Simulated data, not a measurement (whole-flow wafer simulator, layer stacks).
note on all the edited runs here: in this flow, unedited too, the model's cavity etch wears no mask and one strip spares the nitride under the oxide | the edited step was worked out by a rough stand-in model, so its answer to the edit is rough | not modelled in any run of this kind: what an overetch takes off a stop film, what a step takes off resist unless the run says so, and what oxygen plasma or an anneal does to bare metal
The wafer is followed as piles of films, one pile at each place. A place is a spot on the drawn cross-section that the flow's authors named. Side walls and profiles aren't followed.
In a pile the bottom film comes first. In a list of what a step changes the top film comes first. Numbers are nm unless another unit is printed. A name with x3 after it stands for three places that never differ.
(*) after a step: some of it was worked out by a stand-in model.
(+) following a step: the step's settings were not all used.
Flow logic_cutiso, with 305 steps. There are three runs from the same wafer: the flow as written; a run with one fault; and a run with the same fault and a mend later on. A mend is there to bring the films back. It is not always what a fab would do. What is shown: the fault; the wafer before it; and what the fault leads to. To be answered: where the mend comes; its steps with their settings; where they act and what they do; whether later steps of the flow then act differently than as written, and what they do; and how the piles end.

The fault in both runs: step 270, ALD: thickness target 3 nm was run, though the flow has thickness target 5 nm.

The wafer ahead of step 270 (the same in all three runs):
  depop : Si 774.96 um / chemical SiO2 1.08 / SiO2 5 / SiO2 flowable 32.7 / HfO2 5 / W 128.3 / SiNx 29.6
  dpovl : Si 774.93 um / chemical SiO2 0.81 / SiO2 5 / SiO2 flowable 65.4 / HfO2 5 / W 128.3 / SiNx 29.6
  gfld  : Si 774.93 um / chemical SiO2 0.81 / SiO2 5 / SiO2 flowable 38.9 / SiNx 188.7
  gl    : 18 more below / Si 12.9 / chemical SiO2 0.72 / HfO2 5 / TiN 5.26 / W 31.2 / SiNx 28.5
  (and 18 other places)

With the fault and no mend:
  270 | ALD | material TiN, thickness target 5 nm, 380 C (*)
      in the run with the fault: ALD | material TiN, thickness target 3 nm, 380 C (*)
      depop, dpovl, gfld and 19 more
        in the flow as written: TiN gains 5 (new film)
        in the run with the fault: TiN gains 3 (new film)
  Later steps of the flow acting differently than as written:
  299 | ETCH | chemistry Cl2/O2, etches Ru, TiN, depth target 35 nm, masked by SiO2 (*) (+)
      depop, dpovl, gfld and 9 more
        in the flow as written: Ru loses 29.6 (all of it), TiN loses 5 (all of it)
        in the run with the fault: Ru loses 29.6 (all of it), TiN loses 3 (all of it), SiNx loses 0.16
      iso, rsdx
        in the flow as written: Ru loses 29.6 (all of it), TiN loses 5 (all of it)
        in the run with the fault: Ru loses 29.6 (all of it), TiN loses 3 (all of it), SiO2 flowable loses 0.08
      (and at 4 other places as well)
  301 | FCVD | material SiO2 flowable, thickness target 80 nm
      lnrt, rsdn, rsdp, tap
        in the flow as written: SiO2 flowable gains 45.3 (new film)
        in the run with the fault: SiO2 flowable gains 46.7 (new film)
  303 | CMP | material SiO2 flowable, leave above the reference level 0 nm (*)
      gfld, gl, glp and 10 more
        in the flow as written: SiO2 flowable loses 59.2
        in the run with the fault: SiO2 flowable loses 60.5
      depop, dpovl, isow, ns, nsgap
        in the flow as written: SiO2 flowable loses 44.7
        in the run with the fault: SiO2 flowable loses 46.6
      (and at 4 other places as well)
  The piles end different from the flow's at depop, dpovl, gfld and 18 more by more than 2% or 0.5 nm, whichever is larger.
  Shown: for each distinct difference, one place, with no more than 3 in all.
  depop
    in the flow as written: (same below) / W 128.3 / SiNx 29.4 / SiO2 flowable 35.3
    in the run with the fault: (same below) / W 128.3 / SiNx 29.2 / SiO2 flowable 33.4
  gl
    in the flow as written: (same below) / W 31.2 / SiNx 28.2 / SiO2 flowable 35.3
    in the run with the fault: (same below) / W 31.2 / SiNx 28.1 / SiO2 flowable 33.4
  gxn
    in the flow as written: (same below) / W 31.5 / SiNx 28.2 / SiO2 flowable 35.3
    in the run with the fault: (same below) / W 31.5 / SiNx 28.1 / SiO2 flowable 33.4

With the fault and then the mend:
  After step 270 comes the mend.
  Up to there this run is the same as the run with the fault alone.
  270a | ALD | material TiN, thickness target 2 nm, 380 C (*) (the flow's step 270 again, with other settings)
      depop, dpovl, gfld and 19 more
        TiN gains 2
  None of the later steps of the flow acts differently than as written at any place that is followed.
  At every place that both follow, the piles at the end match the flow's.
